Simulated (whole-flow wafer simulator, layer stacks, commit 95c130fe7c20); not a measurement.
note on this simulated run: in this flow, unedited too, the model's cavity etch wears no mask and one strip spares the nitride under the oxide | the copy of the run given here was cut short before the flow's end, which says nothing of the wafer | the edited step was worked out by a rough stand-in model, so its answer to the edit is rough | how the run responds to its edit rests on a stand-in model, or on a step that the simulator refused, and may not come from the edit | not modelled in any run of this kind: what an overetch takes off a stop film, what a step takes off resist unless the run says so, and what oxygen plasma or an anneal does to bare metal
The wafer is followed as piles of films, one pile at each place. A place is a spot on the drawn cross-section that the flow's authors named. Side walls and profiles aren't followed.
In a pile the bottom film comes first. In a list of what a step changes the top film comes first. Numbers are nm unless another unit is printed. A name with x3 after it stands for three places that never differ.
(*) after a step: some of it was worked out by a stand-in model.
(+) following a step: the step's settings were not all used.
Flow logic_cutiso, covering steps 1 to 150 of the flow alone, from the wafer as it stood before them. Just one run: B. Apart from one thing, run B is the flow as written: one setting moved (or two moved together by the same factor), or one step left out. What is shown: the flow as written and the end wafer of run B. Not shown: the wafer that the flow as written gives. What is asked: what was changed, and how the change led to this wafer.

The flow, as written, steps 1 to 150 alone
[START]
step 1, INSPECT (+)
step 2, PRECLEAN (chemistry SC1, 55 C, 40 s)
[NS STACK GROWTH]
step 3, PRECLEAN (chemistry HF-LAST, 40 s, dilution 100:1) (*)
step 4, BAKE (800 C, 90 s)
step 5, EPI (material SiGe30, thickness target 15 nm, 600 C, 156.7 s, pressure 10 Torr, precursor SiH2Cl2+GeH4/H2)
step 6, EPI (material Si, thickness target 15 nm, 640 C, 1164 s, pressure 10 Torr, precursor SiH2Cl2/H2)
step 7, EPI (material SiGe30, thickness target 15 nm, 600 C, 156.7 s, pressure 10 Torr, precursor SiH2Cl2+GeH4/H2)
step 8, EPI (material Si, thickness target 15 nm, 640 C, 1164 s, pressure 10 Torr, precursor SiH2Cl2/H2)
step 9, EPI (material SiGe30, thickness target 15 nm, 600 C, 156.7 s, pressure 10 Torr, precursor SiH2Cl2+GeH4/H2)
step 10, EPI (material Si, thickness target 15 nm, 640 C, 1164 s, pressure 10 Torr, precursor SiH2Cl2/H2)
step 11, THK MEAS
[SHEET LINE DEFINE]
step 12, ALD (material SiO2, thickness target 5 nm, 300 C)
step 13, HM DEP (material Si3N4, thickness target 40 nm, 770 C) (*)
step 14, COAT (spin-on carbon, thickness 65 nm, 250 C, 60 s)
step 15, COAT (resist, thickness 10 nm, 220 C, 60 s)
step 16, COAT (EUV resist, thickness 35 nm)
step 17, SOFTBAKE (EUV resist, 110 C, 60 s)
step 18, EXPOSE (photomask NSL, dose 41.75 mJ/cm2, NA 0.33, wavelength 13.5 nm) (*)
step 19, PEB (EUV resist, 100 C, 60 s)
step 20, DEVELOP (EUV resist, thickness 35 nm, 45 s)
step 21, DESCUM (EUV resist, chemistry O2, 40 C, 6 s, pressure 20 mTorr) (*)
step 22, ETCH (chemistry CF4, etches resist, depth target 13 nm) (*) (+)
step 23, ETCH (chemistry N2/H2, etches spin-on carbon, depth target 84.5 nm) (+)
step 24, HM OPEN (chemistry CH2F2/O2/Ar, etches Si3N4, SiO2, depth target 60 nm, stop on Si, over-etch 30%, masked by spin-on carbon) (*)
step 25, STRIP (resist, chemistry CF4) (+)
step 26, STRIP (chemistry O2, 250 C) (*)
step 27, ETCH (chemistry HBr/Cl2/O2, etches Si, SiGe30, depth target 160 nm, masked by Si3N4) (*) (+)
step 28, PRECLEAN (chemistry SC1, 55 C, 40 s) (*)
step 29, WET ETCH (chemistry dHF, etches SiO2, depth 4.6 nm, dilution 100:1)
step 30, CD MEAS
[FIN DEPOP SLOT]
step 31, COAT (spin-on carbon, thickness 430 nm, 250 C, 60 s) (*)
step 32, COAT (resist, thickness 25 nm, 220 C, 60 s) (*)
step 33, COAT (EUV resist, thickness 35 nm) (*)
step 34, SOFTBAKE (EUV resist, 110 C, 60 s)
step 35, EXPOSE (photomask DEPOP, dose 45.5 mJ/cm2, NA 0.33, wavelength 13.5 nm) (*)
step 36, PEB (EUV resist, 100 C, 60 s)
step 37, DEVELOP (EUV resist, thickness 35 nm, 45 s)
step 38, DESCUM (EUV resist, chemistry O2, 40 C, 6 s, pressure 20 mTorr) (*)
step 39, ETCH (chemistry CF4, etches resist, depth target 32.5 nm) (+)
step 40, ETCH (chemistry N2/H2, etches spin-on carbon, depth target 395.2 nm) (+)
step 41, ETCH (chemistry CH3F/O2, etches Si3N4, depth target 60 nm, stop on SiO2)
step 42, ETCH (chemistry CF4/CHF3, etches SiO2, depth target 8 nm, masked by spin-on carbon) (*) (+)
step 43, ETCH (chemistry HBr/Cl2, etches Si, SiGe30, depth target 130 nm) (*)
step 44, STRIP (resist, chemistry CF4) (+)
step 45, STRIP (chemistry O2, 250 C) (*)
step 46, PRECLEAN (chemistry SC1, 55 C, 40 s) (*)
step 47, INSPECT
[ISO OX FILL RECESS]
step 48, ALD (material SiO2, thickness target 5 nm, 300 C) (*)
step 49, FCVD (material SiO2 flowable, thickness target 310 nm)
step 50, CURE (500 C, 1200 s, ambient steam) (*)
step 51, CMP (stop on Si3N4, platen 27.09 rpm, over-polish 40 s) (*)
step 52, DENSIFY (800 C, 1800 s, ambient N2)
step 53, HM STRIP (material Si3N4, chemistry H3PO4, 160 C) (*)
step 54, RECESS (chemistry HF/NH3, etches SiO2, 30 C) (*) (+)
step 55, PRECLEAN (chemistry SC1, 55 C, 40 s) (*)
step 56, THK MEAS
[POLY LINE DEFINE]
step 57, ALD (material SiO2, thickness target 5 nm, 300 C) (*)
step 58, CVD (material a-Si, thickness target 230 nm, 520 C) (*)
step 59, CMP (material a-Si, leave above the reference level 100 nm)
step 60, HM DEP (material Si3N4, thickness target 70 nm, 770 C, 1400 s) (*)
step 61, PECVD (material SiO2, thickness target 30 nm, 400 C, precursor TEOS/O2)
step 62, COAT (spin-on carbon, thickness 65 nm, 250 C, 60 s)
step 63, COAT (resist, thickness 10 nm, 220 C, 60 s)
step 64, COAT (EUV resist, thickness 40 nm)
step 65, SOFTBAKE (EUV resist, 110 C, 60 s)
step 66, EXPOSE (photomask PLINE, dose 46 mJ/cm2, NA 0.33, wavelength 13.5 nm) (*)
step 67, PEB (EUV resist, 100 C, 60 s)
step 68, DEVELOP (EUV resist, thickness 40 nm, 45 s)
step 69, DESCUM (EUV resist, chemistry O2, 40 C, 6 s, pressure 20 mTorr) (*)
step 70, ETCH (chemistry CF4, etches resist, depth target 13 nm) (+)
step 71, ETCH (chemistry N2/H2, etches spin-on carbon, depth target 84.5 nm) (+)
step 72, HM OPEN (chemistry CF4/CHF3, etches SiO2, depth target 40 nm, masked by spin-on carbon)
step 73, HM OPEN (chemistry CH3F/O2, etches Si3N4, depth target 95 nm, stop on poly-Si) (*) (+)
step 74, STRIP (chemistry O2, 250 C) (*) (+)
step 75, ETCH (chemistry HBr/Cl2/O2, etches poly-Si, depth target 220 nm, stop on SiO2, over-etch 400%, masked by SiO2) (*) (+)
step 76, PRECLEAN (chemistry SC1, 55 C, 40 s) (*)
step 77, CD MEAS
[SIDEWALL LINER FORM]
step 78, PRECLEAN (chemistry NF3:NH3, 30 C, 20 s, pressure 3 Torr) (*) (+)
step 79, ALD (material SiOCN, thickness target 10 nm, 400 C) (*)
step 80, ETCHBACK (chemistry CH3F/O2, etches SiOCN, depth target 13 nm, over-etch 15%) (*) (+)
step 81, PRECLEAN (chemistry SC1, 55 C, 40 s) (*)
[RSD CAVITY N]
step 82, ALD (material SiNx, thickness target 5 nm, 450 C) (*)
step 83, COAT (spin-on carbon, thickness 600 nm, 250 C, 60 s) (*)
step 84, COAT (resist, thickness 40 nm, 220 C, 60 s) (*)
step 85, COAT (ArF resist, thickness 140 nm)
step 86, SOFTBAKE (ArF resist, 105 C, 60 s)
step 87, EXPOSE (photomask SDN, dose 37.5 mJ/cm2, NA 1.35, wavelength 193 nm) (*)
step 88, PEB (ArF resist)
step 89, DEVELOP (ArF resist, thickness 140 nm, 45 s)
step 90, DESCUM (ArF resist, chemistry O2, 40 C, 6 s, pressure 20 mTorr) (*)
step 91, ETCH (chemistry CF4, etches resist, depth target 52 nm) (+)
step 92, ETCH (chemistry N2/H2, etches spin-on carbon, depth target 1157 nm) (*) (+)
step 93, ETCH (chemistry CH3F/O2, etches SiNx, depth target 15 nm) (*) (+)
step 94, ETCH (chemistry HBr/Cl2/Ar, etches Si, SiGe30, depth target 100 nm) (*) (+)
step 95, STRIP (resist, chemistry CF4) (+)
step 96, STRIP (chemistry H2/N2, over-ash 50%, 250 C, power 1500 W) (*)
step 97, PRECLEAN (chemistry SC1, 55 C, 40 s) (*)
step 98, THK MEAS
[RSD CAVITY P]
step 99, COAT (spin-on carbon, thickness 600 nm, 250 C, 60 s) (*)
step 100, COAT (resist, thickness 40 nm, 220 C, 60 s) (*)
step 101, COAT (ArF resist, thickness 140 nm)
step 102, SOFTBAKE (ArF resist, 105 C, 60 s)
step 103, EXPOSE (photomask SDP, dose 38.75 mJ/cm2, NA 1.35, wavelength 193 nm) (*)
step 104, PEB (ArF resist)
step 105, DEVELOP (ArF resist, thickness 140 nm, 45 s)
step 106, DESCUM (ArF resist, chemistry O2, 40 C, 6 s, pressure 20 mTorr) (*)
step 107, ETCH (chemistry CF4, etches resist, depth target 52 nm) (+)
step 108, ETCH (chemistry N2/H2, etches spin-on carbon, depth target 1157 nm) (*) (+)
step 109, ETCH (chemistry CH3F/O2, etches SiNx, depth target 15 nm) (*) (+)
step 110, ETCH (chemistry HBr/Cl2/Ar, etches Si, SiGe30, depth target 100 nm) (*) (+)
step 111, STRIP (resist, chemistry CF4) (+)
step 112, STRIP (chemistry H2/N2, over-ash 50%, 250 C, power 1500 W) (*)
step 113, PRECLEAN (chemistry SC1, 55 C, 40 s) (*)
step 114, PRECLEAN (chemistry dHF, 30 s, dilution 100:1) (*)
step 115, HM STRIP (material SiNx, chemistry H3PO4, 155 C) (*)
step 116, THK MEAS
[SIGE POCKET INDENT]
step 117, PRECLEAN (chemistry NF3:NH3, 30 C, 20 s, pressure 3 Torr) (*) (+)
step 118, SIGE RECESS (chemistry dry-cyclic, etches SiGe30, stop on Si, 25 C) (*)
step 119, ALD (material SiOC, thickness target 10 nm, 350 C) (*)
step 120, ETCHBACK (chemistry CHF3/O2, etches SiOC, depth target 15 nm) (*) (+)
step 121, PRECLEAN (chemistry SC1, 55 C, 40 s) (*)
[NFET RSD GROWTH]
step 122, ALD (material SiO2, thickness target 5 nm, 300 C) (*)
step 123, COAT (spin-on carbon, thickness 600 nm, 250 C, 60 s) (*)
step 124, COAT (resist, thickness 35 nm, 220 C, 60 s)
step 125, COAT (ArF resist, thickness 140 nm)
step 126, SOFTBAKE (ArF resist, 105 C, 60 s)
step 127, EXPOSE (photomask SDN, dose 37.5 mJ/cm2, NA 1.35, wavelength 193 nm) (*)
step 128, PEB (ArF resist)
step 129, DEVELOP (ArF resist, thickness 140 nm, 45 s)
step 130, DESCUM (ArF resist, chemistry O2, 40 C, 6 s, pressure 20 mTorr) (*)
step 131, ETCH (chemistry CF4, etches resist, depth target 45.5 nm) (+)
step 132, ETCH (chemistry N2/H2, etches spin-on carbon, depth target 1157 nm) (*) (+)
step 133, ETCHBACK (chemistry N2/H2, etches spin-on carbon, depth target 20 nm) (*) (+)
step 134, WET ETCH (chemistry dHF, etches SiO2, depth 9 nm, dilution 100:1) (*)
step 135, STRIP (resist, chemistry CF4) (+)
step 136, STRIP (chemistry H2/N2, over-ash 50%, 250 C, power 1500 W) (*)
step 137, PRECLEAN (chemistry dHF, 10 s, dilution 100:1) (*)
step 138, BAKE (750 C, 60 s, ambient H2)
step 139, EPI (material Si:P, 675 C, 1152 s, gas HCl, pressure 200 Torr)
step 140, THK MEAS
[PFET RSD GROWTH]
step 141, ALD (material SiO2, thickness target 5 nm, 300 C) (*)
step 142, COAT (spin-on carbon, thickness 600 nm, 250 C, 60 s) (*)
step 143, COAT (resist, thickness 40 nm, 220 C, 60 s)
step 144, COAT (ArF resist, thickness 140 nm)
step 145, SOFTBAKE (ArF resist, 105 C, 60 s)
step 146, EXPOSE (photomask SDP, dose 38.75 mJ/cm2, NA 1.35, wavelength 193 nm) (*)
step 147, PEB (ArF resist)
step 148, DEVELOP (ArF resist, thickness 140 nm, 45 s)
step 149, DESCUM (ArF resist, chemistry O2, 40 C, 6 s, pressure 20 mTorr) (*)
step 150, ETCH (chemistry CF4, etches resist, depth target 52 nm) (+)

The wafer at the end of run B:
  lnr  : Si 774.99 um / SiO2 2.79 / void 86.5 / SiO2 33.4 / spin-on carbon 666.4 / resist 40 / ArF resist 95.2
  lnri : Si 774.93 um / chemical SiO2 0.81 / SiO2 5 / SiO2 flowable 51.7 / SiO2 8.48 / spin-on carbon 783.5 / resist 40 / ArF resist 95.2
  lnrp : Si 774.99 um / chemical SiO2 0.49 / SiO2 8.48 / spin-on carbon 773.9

What caused this: step 79, ALD: thickness target 7 nm was run, though the flow has thickness target 10 nm.

The path from the change to this, step by step:
  step 79, ALD (material SiOCN, thickness target 10 nm, 400 C) (*)
      depop, dpovl, gfld and 19 more: +7 SiOCN (new film) (in the flow as written it would be: +10 SiOCN (new film))
  step 80, ETCHBACK (chemistry CH3F/O2, etches SiOCN, depth target 13 nm, over-etch 15%) (*) (+)
      lnr, lnrp, lnrt: -7 SiOCN (all of it), -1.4 Si (in the flow as written it would be: +175.1 SiOCN)
      lnri: -7 SiOCN (all of it), -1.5 SiO2 flowable (in the flow as written it would be: +271.9 SiOCN)
      (also at 18 further places)
  step 83, COAT (spin-on carbon, thickness 600 nm, 250 C, 60 s) (*)
      rsdn, rsdp, rsdw, rsdx: +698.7 spin-on carbon (new film) (in the flow as written it would be: +716.5 spin-on carbon (new film))
      gl, gxn, gxp: +510.9 spin-on carbon (new film) (in the flow as written it would be: +528.7 spin-on carbon (new film))
      (also at 10 further places)
  step 92, ETCH (chemistry N2/H2, etches spin-on carbon, depth target 1157 nm) (*) (+)
      gl, gxn: -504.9 spin-on carbon (all of it), -5 SiNx (all of it), -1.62 SiO2 (in the flow as written it would be: -522.7 spin-on carbon (all of it), -2.88 SiNx)
      tap: -504.9 spin-on carbon (all of it), -5 SiNx (all of it), -1.61 SiO2 (in the flow as written it would be: -522.7 spin-on carbon (all of it), -2.88 SiNx)
      (also at 19 further places)
  step 93, ETCH (chemistry CH3F/O2, etches SiNx, depth target 15 nm) (*) (+)
      gl, gxn, tap: -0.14 SiO2 (in the flow as written it would be: -2.12 SiNx (all of it), -0.17 SiO2)
      lnr, lnrt: -1.23 SiNx (all of it), -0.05 chemical SiO2 (in the flow as written it would be: -2.15 SiNx (all of it), -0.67 SiOCN)
      (also at 2 further places)
  step 94, ETCH (chemistry HBr/Cl2/Ar, etches Si, SiGe30, depth target 100 nm) (*) (+)
      lnr, lnrt: -0.44 chemical SiO2 (all of it), -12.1 Si (all of it), -15 SiGe30 (all of it), -15 Si (all of it), -15 SiGe30 (all of it), -15 Si (all of it), -15 SiGe30 (all of it), -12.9 Si (in the flow as written it would be: nothing)
      rsdn, rsdx: -0.44 chemical SiO2 (all of it), -12.1 Si (all of it), -15 SiGe30 (all of it), -15 Si (all of it), -15 SiGe30 (all of it), -15 Si (all of it), -15 SiGe30 (all of it), -12.9 Si (in the flow as written it would be: -0.49 chemical SiO2 (all of it), -12.8 Si (all of it), -15 SiGe30 (all of it), -15 Si (all of it), -15 SiGe30 (all of it), -15 Si (all of it), -15 SiGe30 (all of it), -12.2 Si)
  step 95, STRIP (resist, chemistry CF4) (+)
      depop, dpovl, isow, ns, nsgap: -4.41 resist (all of it) (in the flow as written it would be: -13 resist (all of it))
      iso, lnri: -4.47 resist (all of it) (in the flow as written it would be: -13 resist (all of it))
      (also at 8 further places)
  step 96, STRIP (chemistry H2/N2, over-ash 50%, 250 C, power 1500 W) (*)
      gfld, gxf: -510.9 spin-on carbon (all of it) (in the flow as written it would be: -528.6 spin-on carbon (all of it))
      glp, plug: -511 spin-on carbon (all of it) (in the flow as written it would be: -528.7 spin-on carbon (all of it))
      (also at 6 further places)
  step 99, COAT (spin-on carbon, thickness 600 nm, 250 C, 60 s) (*)
      gfld, plug: +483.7 spin-on carbon (new film) (in the flow as written it would be: +509.8 spin-on carbon (new film))
      gl, gxn: +490.4 spin-on carbon (new film) (in the flow as written it would be: +514.9 spin-on carbon (new film))
      (also at 13 further places)
  step 108, ETCH (chemistry N2/H2, etches spin-on carbon, depth target 1157 nm) (*) (+)
      glp, gxp: -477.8 spin-on carbon (all of it), -5 SiNx (all of it), -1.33 SiO2 (in the flow as written it would be: -503.9 spin-on carbon (all of it), -2.78 SiNx)
      depop, dpovl, gfld and 14 more: -95.2 ArF resist (all of it), -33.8 resist (in the flow as written it would be: -95.2 ArF resist (all of it), -25.2 resist)
      (also at 3 further places)
  step 109, ETCH (chemistry CH3F/O2, etches SiNx, depth target 15 nm) (*) (+)
      glp, gxp: -0.16 SiO2 (in the flow as written it would be: -2.22 SiNx (all of it), -0.17 SiO2)
      rsdp, rsdw: -1.38 SiNx (all of it), -0.06 chemical SiO2 (in the flow as written it would be: -4.26 SiNx (all of it))
      (also at 1 further place)
  step 110, ETCH (chemistry HBr/Cl2/Ar, etches Si, SiGe30, depth target 100 nm) (*) (+)
      lnrp: -0.44 chemical SiO2 (all of it), -12.1 Si (all of it), -15 SiGe30 (all of it), -15 Si (all of it), -15 SiGe30 (all of it), -15 Si (all of it), -15 SiGe30 (all of it), -12.9 Si (in the flow as written it would be: nothing)
      rsdp, rsdw: -0.44 chemical SiO2 (all of it), -12.1 Si (all of it), -15 SiGe30 (all of it), -15 Si (all of it), -15 SiGe30 (all of it), -15 Si (all of it), -15 SiGe30 (all of it), -12.9 Si (in the flow as written it would be: -0.49 chemical SiO2 (all of it), -12.8 Si (all of it), -15 SiGe30 (all of it), -15 Si (all of it), -15 SiGe30 (all of it), -15 Si (all of it), -15 SiGe30 (all of it), -12.2 Si)
  step 111, STRIP (resist, chemistry CF4) (+)
      depop, dpovl, isow, ns, nsgap: -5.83 resist (all of it) (in the flow as written it would be: -14 resist (all of it))
      gxn, lnr, lnrt: -5.93 resist (all of it) (in the flow as written it would be: -14.1 resist (all of it))
      (also at 9 further places)
  step 112, STRIP (chemistry H2/N2, over-ash 50%, 250 C, power 1500 W) (*)
      gfld, plug: -483.7 spin-on carbon (all of it) (in the flow as written it would be: -509.8 spin-on carbon (all of it))
      gl, gxn: -490.4 spin-on carbon (all of it) (in the flow as written it would be: -514.9 spin-on carbon (all of it))
      (also at 8 further places)
  step 114, PRECLEAN (chemistry dHF, 30 s, dilution 100:1) (*)
      lnr, lnrt: -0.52 chemical SiO2 (all of it) (in the flow as written it would be: -0.49 SiOCN)
  step 115, HM STRIP (material SiNx, chemistry H3PO4, 155 C) (*)
      lnr, lnrp, lnrt: +0.5 chemical SiO2 (new film), -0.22 Si (in the flow as written it would be: -0.58 SiOCN)
  ... 12 other steps ...
  step 142, COAT (spin-on carbon, thickness 600 nm, 250 C, 60 s) (*)
      gfld, gxf, plug: +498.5 spin-on carbon (new film) (in the flow as written it would be: +525.3 spin-on carbon (new film))
      gl, tap: +520.6 spin-on carbon (new film) (in the flow as written it would be: +547.8 spin-on carbon (new film))
      (also at 12 further places)
